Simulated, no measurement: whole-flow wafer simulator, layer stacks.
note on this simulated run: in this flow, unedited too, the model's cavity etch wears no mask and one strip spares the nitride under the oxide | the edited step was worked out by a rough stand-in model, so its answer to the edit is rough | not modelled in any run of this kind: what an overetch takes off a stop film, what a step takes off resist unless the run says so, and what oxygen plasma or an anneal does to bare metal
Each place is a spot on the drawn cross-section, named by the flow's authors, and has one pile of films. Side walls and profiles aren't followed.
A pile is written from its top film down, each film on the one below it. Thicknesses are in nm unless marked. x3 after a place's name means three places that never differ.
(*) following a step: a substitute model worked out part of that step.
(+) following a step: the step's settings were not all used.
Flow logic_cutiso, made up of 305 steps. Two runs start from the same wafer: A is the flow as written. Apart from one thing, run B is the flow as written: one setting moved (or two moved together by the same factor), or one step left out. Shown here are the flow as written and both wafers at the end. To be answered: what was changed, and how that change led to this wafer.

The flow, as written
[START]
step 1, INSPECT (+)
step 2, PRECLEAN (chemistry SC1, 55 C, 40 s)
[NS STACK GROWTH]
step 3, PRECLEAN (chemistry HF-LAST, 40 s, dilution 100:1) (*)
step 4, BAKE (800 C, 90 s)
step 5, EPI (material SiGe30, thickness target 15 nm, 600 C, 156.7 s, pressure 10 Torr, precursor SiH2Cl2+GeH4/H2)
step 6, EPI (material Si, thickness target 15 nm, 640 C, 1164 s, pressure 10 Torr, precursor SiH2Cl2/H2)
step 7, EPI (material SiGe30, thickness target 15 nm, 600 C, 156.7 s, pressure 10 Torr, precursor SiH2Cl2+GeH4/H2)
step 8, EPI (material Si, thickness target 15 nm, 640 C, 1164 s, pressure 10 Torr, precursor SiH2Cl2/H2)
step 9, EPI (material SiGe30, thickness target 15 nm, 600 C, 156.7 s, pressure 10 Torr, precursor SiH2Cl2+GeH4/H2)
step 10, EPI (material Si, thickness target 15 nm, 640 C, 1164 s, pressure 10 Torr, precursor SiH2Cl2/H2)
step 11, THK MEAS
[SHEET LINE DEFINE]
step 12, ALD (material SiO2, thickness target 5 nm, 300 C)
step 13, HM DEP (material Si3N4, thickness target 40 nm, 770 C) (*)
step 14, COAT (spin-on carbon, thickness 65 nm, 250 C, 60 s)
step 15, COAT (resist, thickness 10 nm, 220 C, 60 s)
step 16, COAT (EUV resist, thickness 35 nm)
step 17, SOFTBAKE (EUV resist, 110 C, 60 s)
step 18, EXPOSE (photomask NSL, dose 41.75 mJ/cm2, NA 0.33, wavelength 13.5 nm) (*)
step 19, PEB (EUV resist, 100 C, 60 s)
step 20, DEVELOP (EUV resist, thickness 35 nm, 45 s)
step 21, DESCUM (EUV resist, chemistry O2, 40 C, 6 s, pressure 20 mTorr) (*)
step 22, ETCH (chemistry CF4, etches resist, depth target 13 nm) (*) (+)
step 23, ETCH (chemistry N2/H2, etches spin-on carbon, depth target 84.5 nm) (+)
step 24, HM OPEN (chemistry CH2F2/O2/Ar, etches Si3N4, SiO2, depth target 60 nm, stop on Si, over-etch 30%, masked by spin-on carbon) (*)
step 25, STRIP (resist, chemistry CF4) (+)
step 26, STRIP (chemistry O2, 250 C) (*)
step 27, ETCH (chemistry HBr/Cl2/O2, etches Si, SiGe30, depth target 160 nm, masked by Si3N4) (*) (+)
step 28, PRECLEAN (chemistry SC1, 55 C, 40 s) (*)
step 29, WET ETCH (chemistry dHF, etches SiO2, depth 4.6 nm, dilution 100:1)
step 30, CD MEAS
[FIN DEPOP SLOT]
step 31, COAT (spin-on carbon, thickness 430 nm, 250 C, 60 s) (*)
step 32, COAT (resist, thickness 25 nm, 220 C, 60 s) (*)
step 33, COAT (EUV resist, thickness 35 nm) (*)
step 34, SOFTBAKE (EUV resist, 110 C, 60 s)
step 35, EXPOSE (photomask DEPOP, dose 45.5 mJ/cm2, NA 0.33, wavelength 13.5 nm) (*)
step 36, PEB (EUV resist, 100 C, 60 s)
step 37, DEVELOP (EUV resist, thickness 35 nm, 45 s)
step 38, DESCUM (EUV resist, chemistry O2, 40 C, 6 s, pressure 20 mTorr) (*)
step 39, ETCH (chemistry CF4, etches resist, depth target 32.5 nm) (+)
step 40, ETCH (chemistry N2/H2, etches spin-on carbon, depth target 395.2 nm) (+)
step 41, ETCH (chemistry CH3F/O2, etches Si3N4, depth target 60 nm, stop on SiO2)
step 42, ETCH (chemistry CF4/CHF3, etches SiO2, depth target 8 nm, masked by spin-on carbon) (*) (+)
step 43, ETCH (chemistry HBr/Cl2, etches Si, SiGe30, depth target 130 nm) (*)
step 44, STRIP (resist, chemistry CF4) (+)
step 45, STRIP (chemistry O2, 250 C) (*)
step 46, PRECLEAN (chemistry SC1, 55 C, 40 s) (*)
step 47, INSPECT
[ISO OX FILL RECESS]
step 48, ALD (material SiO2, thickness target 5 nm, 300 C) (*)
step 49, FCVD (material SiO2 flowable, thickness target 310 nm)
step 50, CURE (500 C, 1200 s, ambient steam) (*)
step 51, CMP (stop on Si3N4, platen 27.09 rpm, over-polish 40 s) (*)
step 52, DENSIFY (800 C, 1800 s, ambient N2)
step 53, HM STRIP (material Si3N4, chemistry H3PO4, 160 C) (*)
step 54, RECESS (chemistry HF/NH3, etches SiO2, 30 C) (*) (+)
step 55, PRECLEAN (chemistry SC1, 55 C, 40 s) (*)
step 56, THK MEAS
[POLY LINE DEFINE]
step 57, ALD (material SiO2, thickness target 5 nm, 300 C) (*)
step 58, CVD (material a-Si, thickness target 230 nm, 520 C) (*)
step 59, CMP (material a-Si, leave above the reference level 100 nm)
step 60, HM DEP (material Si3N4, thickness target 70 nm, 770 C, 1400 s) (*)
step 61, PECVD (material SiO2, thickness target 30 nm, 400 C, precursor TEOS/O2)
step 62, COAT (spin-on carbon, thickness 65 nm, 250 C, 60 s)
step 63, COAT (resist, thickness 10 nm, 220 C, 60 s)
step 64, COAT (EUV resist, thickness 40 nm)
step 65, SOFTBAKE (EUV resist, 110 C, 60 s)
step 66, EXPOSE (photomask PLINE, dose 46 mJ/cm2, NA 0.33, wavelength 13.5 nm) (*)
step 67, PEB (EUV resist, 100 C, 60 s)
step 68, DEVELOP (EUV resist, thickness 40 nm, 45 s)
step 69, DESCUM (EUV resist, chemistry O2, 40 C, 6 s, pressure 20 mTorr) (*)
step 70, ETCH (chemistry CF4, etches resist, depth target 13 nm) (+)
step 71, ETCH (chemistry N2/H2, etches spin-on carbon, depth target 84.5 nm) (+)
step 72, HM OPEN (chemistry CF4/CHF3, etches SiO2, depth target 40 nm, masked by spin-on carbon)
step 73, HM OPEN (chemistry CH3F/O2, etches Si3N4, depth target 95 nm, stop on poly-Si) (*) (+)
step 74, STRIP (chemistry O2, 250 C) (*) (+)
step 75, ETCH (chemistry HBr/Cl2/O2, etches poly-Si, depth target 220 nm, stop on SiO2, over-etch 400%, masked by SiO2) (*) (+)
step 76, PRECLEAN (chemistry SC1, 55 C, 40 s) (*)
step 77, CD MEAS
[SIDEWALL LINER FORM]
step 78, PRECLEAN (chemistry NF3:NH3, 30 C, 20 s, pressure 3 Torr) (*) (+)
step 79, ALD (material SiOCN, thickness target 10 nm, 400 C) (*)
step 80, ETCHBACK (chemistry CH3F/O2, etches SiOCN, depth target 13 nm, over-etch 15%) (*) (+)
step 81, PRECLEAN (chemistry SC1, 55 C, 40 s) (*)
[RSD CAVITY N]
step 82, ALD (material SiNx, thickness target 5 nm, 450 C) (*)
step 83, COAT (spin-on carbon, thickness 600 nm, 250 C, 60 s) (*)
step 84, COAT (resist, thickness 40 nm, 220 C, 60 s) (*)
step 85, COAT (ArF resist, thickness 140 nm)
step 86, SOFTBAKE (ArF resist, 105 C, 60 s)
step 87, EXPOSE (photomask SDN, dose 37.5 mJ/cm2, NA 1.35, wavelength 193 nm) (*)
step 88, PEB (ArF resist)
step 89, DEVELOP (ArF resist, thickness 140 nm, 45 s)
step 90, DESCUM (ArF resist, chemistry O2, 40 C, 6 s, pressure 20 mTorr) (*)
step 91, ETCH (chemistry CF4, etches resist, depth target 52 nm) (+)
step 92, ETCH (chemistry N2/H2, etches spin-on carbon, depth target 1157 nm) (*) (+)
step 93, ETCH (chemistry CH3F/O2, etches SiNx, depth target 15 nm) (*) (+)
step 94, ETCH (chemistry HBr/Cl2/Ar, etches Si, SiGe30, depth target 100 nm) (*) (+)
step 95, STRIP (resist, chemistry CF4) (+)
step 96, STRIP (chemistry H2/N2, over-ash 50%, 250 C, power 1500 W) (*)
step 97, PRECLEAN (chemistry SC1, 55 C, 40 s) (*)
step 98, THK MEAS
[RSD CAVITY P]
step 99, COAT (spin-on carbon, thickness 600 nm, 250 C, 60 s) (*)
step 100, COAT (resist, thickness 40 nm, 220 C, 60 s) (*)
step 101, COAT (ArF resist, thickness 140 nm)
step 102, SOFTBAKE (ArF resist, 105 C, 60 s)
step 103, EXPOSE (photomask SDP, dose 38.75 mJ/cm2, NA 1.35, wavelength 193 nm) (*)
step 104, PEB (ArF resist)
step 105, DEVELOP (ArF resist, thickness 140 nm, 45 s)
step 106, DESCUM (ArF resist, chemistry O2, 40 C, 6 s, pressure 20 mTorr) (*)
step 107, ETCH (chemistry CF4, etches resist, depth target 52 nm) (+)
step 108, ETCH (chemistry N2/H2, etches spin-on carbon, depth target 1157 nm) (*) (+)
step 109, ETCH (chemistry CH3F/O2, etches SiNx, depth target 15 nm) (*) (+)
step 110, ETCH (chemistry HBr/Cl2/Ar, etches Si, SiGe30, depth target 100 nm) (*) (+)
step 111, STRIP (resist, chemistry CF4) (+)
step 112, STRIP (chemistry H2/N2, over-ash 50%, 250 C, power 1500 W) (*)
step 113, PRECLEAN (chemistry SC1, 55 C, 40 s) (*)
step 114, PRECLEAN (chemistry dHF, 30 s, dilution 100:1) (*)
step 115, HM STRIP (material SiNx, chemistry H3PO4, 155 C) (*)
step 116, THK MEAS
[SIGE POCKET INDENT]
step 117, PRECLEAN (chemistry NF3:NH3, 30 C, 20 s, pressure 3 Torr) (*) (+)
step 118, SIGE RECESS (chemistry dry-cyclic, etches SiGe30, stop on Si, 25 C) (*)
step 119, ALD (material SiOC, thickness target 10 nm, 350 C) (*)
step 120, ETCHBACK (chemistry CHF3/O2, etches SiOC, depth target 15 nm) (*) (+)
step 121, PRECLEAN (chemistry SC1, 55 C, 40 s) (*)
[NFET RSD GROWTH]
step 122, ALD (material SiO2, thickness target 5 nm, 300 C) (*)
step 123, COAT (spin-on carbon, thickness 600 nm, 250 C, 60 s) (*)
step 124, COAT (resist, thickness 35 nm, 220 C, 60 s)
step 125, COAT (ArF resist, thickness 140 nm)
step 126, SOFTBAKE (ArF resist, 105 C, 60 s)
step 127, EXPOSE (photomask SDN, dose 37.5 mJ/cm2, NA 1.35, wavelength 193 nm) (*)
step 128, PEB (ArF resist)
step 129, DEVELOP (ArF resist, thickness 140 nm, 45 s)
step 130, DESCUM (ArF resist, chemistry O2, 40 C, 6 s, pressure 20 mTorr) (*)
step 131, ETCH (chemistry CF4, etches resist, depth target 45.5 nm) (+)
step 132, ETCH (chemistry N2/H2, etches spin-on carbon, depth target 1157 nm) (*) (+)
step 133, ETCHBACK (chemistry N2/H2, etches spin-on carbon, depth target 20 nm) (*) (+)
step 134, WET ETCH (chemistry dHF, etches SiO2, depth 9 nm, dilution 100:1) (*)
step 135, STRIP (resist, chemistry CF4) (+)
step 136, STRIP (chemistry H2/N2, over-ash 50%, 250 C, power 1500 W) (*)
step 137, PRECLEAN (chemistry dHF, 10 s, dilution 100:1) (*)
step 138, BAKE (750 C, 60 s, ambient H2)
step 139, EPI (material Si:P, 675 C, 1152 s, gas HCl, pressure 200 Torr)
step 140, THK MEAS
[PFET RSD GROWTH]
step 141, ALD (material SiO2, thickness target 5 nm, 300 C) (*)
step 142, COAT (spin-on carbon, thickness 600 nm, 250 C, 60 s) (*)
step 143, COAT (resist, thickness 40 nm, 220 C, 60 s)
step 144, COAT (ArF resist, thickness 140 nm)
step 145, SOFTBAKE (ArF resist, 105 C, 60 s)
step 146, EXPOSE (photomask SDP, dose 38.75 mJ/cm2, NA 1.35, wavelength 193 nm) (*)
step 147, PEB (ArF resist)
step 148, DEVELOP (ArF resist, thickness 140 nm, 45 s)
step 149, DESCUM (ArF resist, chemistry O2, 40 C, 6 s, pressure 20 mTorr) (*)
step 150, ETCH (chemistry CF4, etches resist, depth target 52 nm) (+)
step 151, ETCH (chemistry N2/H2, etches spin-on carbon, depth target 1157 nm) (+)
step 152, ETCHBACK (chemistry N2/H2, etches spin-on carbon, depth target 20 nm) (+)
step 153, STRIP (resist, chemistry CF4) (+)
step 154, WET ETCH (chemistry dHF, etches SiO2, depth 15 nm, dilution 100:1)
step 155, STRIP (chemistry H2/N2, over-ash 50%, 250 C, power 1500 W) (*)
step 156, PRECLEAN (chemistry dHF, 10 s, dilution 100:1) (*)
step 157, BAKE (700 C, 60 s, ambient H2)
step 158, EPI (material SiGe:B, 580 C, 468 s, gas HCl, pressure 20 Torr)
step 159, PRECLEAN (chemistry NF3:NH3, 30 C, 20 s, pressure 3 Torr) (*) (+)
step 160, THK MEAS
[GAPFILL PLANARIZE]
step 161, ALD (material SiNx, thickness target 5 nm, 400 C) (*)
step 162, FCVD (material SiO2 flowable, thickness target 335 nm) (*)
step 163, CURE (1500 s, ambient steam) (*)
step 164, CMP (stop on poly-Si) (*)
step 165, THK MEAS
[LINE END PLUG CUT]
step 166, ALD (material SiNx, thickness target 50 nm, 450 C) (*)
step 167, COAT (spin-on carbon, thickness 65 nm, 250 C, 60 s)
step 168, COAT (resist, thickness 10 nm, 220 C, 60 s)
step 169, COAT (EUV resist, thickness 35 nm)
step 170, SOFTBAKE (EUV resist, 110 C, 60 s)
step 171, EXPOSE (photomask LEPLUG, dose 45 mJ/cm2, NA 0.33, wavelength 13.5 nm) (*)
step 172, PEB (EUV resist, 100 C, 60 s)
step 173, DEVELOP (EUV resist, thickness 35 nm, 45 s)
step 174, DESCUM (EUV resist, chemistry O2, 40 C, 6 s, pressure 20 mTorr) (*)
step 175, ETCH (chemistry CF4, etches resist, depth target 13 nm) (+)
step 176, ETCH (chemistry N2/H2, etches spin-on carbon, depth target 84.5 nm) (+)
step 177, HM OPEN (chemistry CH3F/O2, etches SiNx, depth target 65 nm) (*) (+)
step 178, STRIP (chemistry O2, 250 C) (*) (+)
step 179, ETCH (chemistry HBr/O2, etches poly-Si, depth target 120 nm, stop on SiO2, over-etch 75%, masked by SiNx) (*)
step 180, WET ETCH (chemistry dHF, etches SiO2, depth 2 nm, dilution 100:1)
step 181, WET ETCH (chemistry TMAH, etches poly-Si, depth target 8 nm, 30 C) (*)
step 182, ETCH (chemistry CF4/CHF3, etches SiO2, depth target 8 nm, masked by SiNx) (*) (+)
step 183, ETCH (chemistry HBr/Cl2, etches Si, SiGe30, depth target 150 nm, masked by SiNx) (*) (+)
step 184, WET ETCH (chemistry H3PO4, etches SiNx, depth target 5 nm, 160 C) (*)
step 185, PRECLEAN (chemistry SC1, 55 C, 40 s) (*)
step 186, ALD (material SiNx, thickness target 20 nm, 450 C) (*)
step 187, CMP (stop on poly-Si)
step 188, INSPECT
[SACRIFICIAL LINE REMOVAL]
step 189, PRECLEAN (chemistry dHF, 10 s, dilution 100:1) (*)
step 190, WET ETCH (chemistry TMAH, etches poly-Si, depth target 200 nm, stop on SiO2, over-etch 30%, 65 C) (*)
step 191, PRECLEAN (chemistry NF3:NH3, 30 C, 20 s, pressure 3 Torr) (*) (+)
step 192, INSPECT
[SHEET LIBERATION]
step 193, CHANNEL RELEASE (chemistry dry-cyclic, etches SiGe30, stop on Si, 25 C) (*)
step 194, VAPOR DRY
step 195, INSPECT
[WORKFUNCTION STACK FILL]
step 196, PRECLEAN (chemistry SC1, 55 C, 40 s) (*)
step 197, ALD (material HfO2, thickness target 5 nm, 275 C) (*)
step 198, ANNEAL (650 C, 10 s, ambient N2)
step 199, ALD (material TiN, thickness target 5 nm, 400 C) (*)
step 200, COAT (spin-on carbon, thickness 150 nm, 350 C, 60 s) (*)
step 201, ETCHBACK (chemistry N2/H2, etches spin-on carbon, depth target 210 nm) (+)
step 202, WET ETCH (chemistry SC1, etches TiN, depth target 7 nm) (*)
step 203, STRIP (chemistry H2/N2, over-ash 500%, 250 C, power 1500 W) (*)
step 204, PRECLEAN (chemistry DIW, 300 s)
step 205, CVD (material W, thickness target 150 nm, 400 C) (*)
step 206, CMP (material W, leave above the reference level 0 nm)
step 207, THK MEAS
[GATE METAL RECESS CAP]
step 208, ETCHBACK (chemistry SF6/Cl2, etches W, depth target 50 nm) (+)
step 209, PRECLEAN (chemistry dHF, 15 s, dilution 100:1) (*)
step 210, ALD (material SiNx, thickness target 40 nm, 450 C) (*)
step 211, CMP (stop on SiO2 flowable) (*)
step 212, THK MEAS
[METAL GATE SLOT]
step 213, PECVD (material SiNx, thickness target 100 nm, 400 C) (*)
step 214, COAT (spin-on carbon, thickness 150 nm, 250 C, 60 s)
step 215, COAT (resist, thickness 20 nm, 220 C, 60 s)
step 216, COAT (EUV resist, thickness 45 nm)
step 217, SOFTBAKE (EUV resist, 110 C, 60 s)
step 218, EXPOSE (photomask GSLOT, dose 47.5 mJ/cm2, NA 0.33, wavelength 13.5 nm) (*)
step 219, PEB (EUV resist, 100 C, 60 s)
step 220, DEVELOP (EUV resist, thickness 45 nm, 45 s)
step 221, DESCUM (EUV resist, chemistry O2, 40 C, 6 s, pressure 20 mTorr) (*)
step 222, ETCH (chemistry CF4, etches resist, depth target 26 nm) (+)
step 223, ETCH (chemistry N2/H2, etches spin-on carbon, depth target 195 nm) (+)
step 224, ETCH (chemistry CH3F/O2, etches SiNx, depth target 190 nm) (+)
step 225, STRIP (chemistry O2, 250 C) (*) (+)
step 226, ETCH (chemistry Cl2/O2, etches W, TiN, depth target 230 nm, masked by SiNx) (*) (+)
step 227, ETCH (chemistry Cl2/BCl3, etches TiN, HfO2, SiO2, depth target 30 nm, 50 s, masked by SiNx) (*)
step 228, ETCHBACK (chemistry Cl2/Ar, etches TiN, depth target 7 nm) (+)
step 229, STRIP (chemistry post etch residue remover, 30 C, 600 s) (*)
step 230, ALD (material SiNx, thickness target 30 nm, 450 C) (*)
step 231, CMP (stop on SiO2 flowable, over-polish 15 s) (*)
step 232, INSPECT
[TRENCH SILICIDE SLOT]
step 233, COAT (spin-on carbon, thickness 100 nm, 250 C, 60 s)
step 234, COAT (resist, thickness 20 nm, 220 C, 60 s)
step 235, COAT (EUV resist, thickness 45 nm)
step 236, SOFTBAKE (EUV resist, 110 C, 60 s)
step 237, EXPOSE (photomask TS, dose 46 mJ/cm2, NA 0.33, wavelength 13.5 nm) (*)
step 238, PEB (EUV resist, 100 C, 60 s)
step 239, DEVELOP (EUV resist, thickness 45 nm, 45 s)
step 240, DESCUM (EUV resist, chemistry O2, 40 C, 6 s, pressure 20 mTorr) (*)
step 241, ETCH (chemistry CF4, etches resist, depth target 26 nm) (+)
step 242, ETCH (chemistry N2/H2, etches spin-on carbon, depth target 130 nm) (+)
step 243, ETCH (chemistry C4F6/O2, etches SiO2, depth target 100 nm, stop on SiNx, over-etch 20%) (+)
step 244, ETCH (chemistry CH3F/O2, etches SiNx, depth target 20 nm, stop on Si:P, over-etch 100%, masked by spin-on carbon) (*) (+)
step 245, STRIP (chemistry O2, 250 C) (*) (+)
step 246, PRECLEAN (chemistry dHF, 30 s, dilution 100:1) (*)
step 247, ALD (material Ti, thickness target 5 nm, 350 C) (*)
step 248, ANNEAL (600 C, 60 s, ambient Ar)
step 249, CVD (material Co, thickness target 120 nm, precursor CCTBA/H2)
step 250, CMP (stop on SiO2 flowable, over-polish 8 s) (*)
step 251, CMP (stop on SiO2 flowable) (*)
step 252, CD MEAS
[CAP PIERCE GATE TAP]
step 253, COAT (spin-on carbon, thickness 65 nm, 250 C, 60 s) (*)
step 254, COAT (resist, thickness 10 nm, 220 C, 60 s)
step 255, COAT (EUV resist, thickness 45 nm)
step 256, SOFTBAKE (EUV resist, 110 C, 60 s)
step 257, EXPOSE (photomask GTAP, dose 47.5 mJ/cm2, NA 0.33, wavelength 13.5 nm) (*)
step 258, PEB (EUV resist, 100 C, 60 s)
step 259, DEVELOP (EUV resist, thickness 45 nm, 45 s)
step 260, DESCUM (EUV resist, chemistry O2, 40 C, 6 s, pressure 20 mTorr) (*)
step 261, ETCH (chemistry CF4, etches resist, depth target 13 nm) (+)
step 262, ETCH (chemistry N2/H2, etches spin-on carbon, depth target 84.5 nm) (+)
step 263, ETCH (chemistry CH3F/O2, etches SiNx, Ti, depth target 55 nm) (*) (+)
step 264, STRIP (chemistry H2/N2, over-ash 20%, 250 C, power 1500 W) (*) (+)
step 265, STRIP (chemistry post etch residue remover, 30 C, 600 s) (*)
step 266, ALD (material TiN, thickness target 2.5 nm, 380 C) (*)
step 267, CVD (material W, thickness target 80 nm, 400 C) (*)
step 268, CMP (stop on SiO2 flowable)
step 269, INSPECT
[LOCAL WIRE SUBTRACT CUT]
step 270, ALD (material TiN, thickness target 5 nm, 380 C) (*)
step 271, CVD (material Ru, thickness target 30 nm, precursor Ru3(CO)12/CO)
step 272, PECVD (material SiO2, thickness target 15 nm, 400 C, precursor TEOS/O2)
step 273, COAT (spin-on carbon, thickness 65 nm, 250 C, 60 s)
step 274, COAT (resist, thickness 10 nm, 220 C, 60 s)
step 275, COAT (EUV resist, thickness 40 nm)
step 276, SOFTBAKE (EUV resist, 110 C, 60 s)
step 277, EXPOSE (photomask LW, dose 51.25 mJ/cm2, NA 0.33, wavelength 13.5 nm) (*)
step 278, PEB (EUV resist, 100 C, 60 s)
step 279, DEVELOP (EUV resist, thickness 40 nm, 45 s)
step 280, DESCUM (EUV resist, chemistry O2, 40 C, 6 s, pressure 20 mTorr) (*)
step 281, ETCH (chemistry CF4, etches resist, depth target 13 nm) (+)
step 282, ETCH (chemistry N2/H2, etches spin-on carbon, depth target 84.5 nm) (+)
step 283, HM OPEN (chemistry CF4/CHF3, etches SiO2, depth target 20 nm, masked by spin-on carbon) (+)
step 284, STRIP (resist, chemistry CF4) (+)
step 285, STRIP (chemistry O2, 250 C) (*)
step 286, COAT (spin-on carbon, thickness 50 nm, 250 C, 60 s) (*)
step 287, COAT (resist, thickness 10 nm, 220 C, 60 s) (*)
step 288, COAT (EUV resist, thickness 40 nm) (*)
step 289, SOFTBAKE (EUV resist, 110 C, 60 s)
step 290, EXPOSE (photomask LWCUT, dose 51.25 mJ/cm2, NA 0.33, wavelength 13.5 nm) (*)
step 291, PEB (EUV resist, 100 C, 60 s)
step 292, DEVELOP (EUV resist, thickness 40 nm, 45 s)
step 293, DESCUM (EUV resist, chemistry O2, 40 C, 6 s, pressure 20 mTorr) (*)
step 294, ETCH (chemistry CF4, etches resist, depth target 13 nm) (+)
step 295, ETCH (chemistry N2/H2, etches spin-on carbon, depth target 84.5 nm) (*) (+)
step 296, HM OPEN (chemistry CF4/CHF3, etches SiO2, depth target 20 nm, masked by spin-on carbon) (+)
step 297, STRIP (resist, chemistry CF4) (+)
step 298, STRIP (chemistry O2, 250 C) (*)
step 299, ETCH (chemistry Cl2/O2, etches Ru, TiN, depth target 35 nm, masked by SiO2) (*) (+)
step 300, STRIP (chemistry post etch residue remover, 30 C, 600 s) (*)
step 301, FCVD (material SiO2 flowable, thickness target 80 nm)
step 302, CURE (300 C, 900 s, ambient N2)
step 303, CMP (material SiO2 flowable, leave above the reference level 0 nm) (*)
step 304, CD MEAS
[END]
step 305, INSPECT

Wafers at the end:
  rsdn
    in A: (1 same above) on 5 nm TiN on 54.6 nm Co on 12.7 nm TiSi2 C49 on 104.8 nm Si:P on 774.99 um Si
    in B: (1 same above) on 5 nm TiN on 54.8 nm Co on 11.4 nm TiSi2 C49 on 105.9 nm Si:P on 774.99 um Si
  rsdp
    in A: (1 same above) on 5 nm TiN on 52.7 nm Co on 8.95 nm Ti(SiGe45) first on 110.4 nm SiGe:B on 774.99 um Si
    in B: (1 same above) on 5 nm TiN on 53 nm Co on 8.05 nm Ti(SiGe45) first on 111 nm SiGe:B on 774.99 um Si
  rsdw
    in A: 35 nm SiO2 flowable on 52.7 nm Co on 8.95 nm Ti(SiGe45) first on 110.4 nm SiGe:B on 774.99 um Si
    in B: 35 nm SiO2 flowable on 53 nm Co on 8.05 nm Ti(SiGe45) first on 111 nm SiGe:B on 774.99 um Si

The reason: step 247, ALD: thickness target 4.5 nm was run, whereas the flow has thickness target 5 nm.

Step by step, how the change led to this:
  step 248, ANNEAL (600 C, 60 s, ambient Ar)
      rsdp, rsdw: A +8.95 Ti(SiGe45) first (new film), -5 Ti (all of it), -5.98 SiGe:B | B +8.05 Ti(SiGe45) first (new film), -4.5 Ti (all of it), -5.38 SiGe:B
      rsdn: A +12.7 TiSi2 C49 (new film), -5 Ti (all of it), -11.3 Si:P | B +11.4 TiSi2 C49 (new film), -4.5 Ti (all of it), -10.2 Si:P
  step 250, CMP (stop on SiO2 flowable, over-polish 8 s) (*)
      rsdx: A -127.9 Co (all of it) | B -127.3 Co
  step 251, CMP (stop on SiO2 flowable) (*)
      rsdx: A -5 Ti (all of it) | B -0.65 Co (all of it), -4.5 Ti (all of it)
